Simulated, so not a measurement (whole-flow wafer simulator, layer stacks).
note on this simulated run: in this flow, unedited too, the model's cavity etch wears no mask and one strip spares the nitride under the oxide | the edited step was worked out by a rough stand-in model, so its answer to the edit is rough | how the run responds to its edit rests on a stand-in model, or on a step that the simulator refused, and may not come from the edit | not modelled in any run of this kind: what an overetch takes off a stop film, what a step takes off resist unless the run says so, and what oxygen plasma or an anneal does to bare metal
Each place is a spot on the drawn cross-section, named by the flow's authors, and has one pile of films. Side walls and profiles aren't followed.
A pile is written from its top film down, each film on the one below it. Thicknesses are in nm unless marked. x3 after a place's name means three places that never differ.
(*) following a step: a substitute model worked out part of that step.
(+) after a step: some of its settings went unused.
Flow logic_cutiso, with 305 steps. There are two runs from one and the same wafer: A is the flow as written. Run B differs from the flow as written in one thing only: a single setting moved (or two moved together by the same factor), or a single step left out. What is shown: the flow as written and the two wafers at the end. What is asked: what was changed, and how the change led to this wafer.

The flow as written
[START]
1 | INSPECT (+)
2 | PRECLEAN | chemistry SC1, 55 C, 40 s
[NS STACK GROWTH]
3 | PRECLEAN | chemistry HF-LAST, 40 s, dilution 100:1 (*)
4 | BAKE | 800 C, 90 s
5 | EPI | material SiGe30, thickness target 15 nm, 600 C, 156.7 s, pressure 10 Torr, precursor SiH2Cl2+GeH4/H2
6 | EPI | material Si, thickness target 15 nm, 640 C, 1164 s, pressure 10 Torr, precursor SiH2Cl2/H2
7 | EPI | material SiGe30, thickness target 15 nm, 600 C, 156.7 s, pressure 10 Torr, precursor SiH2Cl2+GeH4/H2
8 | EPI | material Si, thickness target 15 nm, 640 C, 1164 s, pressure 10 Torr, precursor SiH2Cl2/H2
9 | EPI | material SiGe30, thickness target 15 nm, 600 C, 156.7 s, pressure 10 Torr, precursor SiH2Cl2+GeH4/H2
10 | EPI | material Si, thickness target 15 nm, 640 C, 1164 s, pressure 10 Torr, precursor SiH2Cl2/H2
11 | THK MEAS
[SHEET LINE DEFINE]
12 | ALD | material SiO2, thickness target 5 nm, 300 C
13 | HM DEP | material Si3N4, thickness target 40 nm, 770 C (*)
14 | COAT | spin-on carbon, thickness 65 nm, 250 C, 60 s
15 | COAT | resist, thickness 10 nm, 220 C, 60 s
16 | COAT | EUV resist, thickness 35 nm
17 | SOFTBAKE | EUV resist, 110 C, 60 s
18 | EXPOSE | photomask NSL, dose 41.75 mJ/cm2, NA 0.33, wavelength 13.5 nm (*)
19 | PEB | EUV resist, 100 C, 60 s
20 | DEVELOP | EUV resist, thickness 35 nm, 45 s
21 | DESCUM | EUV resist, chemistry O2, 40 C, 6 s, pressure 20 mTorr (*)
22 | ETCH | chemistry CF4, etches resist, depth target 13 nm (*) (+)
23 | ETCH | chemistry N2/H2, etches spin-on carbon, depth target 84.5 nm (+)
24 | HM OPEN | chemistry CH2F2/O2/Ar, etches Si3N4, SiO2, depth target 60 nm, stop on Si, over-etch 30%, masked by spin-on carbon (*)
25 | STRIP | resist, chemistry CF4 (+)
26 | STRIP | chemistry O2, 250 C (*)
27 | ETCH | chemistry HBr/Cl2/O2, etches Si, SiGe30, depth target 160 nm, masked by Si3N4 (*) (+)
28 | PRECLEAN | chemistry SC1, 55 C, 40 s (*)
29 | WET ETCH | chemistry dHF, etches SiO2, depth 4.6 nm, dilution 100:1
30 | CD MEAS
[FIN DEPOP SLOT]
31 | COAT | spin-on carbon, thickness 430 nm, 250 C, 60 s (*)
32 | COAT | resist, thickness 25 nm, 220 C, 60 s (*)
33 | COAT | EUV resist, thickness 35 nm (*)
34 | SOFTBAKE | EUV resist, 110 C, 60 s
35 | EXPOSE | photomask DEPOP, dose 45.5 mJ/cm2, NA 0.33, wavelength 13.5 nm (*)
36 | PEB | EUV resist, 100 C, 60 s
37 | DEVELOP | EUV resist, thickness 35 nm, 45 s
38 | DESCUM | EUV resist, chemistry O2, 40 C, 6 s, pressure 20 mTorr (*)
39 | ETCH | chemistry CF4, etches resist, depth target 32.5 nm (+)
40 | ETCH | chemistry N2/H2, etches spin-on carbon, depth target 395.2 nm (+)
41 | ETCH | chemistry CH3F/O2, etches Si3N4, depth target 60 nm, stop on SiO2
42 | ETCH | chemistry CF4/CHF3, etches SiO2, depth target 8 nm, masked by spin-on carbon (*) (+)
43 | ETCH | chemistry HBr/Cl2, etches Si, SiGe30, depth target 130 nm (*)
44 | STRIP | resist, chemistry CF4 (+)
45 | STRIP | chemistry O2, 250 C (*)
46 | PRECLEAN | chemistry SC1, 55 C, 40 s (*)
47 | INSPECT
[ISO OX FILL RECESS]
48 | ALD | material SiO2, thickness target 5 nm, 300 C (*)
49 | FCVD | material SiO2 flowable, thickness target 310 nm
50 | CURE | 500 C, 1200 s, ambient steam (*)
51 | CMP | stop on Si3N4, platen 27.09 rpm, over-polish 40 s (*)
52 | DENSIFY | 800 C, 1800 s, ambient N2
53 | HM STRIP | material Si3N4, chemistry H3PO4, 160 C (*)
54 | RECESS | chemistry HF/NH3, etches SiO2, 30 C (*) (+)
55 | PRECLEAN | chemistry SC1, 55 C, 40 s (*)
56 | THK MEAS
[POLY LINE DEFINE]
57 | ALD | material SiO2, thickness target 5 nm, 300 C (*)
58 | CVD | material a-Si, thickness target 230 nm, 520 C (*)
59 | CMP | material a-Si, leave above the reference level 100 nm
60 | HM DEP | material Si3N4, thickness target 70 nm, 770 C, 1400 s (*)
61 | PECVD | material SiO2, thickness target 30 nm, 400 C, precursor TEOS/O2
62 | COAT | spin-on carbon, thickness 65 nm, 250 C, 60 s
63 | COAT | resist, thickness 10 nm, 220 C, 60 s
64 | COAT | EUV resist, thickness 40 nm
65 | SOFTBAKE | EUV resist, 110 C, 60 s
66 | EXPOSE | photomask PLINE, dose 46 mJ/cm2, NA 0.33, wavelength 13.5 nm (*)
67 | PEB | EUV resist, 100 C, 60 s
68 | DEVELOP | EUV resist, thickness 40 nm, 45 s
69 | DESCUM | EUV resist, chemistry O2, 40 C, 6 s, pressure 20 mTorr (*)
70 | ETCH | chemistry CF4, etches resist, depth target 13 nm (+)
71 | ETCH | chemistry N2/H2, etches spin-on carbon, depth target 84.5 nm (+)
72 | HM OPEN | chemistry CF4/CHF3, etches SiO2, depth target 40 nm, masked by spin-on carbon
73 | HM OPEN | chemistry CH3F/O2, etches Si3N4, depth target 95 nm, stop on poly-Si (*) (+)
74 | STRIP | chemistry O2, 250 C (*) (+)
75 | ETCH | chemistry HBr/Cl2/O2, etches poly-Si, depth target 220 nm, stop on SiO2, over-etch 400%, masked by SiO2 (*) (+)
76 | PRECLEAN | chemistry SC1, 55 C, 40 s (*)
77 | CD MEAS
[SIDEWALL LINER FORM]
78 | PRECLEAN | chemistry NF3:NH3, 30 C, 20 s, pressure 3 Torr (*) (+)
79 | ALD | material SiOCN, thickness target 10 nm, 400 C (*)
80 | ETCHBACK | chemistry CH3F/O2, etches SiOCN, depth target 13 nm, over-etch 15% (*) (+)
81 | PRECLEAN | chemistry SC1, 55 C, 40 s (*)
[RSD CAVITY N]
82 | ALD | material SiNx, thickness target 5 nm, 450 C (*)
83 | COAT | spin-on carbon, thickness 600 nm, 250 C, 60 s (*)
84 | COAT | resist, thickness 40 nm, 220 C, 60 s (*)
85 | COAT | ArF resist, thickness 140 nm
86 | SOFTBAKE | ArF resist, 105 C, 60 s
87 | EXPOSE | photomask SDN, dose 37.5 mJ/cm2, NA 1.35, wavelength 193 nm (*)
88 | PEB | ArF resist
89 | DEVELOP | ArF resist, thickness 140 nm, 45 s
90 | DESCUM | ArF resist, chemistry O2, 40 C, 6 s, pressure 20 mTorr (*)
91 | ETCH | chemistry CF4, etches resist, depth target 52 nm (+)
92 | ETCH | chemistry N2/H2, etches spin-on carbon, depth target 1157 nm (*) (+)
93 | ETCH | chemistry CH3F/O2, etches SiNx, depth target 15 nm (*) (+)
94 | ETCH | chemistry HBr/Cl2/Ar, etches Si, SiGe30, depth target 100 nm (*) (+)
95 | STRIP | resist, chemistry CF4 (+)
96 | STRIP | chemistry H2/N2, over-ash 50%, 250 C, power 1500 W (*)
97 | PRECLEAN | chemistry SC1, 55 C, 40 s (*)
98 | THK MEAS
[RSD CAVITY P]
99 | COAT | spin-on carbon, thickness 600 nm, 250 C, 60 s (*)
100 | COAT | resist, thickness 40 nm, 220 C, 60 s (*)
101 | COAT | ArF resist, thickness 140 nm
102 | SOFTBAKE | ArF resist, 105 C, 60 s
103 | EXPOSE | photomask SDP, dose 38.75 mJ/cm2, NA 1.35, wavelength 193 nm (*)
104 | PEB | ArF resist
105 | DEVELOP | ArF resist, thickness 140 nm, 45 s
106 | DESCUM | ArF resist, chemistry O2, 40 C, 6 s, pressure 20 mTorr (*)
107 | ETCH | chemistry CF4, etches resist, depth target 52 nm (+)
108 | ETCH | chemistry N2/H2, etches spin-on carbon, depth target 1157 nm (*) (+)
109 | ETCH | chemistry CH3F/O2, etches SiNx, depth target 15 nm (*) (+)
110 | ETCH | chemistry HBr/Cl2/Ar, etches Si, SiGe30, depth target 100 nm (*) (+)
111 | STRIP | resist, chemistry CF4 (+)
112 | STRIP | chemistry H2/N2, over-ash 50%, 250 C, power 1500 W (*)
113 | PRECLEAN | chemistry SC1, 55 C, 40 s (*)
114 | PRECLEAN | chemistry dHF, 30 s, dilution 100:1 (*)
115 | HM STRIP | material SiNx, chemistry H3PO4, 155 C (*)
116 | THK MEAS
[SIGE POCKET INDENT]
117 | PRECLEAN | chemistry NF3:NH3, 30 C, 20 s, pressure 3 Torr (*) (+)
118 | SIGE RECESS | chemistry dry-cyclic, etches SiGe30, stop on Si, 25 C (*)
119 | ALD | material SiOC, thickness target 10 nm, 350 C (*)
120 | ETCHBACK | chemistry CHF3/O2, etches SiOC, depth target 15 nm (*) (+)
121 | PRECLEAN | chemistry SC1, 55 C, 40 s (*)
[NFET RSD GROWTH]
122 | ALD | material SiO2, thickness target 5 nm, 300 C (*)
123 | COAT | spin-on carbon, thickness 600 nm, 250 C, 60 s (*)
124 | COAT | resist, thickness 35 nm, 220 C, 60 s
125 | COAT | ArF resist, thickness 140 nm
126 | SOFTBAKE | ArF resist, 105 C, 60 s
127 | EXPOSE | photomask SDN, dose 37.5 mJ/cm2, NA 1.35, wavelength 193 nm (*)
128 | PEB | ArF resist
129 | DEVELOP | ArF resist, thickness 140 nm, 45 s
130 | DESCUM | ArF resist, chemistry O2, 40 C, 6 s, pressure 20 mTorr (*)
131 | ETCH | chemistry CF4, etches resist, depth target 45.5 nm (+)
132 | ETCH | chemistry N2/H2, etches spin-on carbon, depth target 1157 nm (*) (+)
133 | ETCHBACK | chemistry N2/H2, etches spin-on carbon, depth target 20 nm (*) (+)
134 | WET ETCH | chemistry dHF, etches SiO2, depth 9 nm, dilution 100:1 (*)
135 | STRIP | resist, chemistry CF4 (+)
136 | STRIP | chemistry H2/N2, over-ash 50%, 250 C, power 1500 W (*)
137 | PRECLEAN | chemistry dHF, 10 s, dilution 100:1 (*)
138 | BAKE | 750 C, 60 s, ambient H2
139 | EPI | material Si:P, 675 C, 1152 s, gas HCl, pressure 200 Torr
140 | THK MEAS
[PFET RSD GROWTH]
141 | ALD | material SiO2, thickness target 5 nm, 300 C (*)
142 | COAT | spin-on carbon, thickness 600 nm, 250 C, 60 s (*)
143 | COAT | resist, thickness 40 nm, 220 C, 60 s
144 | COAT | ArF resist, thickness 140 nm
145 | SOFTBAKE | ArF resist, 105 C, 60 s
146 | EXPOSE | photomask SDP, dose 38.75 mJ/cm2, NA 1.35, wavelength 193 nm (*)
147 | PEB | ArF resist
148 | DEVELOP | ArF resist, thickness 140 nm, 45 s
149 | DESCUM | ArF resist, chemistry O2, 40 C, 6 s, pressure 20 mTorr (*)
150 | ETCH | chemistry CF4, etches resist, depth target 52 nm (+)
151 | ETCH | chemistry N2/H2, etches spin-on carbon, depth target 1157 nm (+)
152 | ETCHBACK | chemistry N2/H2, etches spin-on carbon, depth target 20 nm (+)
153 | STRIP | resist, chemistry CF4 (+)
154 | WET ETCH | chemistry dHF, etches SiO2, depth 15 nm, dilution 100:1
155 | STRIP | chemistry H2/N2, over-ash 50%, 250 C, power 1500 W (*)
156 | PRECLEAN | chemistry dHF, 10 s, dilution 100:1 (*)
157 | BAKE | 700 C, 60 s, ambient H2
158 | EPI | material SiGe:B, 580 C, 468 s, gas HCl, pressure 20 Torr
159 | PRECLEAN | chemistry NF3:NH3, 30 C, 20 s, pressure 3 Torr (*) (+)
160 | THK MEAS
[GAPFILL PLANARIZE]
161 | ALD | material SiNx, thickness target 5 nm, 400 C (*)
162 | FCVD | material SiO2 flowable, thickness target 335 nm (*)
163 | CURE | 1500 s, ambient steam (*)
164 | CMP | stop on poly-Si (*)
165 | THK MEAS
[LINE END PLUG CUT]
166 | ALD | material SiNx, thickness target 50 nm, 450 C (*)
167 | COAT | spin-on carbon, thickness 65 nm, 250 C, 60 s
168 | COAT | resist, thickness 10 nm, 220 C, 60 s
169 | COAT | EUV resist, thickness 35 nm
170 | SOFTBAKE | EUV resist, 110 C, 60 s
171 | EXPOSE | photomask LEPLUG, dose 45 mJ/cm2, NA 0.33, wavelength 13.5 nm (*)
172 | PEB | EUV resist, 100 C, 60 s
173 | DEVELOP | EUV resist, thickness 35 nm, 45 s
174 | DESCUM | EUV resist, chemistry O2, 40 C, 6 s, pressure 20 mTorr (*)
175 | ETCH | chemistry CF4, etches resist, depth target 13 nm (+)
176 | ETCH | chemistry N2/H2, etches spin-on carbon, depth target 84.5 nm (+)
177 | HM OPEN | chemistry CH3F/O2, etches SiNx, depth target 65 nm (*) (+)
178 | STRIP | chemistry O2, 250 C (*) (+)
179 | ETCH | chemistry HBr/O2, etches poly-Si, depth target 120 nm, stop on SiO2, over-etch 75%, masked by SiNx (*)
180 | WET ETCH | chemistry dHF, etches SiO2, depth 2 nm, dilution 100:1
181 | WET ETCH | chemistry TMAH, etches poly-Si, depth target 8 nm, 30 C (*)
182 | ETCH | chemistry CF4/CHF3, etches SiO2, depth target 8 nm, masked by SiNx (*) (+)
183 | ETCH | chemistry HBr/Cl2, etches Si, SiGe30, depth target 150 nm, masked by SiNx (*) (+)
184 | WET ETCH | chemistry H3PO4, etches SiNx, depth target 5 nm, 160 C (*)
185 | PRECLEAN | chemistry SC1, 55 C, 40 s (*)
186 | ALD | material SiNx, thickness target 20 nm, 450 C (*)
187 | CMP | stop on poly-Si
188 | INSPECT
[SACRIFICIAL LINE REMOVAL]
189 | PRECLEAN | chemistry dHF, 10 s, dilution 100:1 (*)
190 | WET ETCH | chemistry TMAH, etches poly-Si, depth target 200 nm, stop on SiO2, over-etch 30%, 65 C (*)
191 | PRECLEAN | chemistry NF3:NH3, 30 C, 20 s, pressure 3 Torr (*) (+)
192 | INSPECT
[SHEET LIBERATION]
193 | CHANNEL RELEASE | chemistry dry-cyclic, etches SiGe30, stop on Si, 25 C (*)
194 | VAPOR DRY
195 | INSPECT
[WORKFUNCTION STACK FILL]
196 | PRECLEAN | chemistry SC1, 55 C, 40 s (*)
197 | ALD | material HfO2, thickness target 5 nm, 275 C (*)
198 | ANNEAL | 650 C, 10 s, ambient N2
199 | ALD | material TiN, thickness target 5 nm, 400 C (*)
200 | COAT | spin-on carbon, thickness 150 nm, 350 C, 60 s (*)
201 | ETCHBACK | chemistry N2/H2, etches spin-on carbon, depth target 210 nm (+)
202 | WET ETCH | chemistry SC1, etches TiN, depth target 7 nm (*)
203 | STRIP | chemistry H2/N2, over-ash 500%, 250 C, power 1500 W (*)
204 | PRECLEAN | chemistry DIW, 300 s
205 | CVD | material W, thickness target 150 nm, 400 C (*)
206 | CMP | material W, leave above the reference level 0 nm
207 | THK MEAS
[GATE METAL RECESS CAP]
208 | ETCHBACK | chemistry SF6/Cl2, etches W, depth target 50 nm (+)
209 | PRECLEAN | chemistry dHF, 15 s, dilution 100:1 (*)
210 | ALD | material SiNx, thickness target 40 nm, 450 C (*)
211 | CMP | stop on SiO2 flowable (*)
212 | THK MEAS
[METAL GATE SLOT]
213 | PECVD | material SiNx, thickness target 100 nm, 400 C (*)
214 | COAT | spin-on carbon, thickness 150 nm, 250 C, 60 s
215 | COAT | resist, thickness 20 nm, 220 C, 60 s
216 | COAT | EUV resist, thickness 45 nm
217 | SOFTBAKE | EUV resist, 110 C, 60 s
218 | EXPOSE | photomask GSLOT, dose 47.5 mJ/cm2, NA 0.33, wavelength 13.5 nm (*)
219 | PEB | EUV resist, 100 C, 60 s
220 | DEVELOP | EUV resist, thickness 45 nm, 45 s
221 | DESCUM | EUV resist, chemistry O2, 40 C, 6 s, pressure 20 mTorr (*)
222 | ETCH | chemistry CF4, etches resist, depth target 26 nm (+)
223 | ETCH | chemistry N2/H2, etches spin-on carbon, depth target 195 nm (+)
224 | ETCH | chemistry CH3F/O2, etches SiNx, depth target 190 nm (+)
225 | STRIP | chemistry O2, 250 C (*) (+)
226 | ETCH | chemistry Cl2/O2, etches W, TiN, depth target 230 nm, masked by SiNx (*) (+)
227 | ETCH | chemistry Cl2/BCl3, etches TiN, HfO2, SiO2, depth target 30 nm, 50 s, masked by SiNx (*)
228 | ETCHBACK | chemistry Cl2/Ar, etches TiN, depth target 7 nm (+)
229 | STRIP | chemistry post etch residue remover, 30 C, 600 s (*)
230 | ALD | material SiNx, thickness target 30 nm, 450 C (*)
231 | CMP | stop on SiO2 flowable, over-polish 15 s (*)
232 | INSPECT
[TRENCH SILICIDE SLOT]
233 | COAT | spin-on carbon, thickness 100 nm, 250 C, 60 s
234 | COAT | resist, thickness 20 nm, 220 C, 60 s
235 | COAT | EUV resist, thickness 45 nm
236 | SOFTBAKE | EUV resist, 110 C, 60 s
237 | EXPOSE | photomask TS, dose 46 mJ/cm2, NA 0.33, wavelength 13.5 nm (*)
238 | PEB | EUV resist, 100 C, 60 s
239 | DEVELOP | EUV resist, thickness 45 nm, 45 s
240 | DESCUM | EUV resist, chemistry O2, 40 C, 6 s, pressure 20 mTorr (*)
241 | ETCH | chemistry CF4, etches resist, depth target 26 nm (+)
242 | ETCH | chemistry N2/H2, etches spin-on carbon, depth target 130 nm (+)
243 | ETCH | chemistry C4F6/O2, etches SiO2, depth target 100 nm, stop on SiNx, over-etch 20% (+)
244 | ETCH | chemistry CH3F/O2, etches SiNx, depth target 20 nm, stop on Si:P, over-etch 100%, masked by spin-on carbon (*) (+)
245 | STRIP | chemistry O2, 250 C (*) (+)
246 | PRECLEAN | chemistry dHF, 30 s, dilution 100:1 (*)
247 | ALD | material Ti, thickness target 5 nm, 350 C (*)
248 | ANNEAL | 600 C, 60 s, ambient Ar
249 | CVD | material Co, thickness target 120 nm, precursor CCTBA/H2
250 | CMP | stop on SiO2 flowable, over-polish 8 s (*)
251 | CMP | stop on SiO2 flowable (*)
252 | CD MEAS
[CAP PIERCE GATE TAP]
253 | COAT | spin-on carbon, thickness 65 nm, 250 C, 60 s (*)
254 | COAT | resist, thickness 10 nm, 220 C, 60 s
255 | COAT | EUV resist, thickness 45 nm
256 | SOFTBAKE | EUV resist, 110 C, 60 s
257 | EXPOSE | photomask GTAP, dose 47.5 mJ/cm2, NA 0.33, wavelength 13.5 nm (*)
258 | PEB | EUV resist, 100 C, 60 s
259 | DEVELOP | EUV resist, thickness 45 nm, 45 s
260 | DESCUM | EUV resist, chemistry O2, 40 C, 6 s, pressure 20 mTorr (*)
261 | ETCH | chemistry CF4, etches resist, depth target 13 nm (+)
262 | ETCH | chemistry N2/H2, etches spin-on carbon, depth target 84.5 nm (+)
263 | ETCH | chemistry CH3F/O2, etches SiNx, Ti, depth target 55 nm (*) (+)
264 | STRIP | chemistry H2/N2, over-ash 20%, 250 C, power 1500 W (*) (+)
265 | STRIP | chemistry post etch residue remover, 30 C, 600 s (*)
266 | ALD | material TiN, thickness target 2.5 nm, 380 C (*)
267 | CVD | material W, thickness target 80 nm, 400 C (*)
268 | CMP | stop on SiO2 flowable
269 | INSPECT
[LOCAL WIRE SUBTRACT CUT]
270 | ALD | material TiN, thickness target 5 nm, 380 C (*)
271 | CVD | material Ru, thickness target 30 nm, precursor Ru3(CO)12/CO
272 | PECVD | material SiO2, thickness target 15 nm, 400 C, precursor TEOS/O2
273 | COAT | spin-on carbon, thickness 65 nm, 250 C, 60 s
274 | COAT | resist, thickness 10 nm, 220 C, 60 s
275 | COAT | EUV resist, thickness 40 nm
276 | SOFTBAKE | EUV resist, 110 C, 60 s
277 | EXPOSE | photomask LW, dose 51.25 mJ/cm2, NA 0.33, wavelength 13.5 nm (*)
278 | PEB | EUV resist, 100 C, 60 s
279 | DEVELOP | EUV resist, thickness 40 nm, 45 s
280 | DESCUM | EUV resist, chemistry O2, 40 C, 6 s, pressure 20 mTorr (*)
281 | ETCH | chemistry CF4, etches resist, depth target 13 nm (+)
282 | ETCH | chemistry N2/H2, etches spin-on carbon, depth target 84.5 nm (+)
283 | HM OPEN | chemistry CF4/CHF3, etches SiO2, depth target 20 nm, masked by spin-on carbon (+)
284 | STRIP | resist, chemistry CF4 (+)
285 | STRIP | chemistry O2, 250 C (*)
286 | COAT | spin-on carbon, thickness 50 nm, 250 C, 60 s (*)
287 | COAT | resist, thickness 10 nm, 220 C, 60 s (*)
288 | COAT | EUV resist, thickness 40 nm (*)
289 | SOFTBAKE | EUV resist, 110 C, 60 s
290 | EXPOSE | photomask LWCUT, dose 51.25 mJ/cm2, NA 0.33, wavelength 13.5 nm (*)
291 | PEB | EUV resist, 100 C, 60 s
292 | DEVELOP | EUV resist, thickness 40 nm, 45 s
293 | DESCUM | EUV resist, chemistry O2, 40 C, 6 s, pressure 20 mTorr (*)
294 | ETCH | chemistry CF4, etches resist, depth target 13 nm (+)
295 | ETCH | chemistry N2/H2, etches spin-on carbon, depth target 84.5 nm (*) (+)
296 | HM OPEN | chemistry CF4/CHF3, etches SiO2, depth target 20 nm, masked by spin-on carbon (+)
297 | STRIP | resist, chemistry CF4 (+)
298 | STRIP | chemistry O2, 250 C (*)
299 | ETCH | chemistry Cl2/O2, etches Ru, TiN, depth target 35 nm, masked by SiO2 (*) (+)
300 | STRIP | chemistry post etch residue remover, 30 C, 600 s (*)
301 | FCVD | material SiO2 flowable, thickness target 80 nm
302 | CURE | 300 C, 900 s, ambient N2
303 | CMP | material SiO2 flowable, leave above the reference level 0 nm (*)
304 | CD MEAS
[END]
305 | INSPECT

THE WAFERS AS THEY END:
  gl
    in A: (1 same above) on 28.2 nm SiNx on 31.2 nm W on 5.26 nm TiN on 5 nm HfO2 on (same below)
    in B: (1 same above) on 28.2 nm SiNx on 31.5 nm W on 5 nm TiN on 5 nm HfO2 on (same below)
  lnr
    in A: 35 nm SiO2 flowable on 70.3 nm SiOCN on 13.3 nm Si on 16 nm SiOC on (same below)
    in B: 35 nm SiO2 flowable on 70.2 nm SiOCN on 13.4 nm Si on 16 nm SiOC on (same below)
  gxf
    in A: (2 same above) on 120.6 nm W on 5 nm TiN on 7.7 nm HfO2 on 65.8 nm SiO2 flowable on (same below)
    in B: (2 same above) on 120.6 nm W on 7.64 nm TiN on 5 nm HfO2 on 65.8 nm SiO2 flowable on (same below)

The reason: step 75, ETCH: over-etch 160% was run, while the flow as written has over-etch 400%.

How this came from the change, step by step:
  75 | ETCH | chemistry HBr/Cl2/O2, etches poly-Si, depth target 220 nm, stop on SiO2, over-etch 400%, masked by SiO2 (*) (+)
      lnr, lnrp, lnrt, rsdn, rsdp, rsdw, rsdx: A chemical SiO2 loses 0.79 (all of it), poly-Si loses 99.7 (all of it), SiO2 loses 5 (all of it) | B chemical SiO2 loses 0.79 (all of it), poly-Si loses 99.7 (all of it), SiO2 loses 2.36
      depop, dpovl, gfld and 10 more: A SiO2 loses 9.58 | B SiO2 loses 7.31
      (as well as at 2 more places)
  78 | PRECLEAN | chemistry NF3:NH3, 30 C, 20 s, pressure 3 Torr (*) (+)
      lnr, lnrp, lnrt, rsdn, rsdp, rsdw, rsdx: A chemical SiO2 loses 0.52 (all of it) | B SiO2 loses 2.6 (all of it), chemical SiO2 loses 0.49 (all of it)
      iso, lnri: A SiO2 loses 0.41 (all of it), SiO2 flowable loses 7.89 | B SiO2 loses 3.04 (all of it), SiO2 flowable loses 4.84
  120 | ETCHBACK | chemistry CHF3/O2, etches SiOC, depth target 15 nm (*) (+)
      gl, tap: A SiOC loses 10 (all of it), SiO2 loses 4.21 (all of it), Si3N4 loses 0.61 | B SiOC loses 10 (all of it), SiO2 loses 5
      glp: A SiOC loses 10 (all of it), SiO2 loses 4.25 (all of it), Si3N4 loses 0.58 | B SiOC loses 10 (all of it), SiO2 loses 5
      (as well as at 2 more places)
  122 | ALD | material SiO2, thickness target 5 nm, 300 C (*)
      gl, glp, tap: A SiO2 gains 5 (new film) | B SiO2 gains 5
      gxn: A SiO2 gains 6.76 (new film) | B SiO2 gains 7.13
      (as well as at 1 more place)
  132 | ETCH | chemistry N2/H2, etches spin-on carbon, depth target 1157 nm (*) (+)
      gl, tap: A spin-on carbon loses 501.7 (all of it), SiO2 loses 5 (all of it), Si3N4 loses 0.5 | B spin-on carbon loses 501.5 (all of it), SiO2 loses 6.05
  133 | ETCHBACK | chemistry N2/H2, etches spin-on carbon, depth target 20 nm (*) (+)
      gxn: A SiO2 loses 0.7 (all of it), Si3N4 loses 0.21 | B SiO2 loses 1.11
  134 | WET ETCH | chemistry dHF, etches SiO2, depth 9 nm, dilution 100:1 (*)
      gxn: A Si3N4 loses 0.34 | B SiO2 loses 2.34 (all of it), Si3N4 loses 0.2
  141 | ALD | material SiO2, thickness target 5 nm, 300 C (*)
      gxn: A SiO2 gains 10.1 (new film) | B SiO2 gains 11.9 (new film)
  153 | STRIP | resist, chemistry CF4 (+)
      gxp: A SiO2 loses 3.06 (all of it) | B SiO2 loses 5.33
      glp: A SiO2 loses 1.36 (all of it) | B SiO2 loses 2.79 (all of it)
  161 | ALD | material SiNx, thickness target 5 nm, 400 C (*)
      gxp: A SiNx gains 5 (new film) | B SiNx gains 5.65 (new film)
  164 | CMP | stop on poly-Si (*)
      depop, dpovl, isow, ns, nsgap: A SiO2 flowable loses 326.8 (all of it), SiNx loses 5 (all of it), SiO2 loses 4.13 (all of it), Si3N4 loses 70 (all of it) | B SiO2 flowable loses 326.8 (all of it), SiNx loses 5 (all of it), SiO2 loses 6.39 (all of it), Si3N4 loses 70 (all of it)
      gfld, gxf: A SiO2 flowable loses 251.9 (all of it), SiNx loses 5 (all of it), SiO2 loses 4.13 (all of it), Si3N4 loses 70 (all of it) | B SiO2 flowable loses 251.5 (all of it), SiNx loses 5 (all of it), SiO2 loses 6.39 (all of it), Si3N4 loses 70 (all of it)
      (as well as at 9 more places)
  197 | ALD | material HfO2, thickness target 5 nm, 275 C (*)
      gxf: A HfO2 gains 7.7 (new film) | B HfO2 gains 5 (new film)
  199 | ALD | material TiN, thickness target 5 nm, 400 C (*)
      gfld: A TiN gains 7.64 (new film) | B TiN gains 5.6 (new film)
      gxf: A TiN gains 5 (new film) | B TiN gains 7.64 (new film)
  226 | ETCH | chemistry Cl2/O2, etches W, TiN, depth target 230 nm, masked by SiNx (*) (+)
      gfld: A W loses 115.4 (all of it), TiN loses 7.64 (all of it), HfO2 loses 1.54 | B W loses 117.5 (all of it), TiN loses 5.6 (all of it), HfO2 loses 1.54
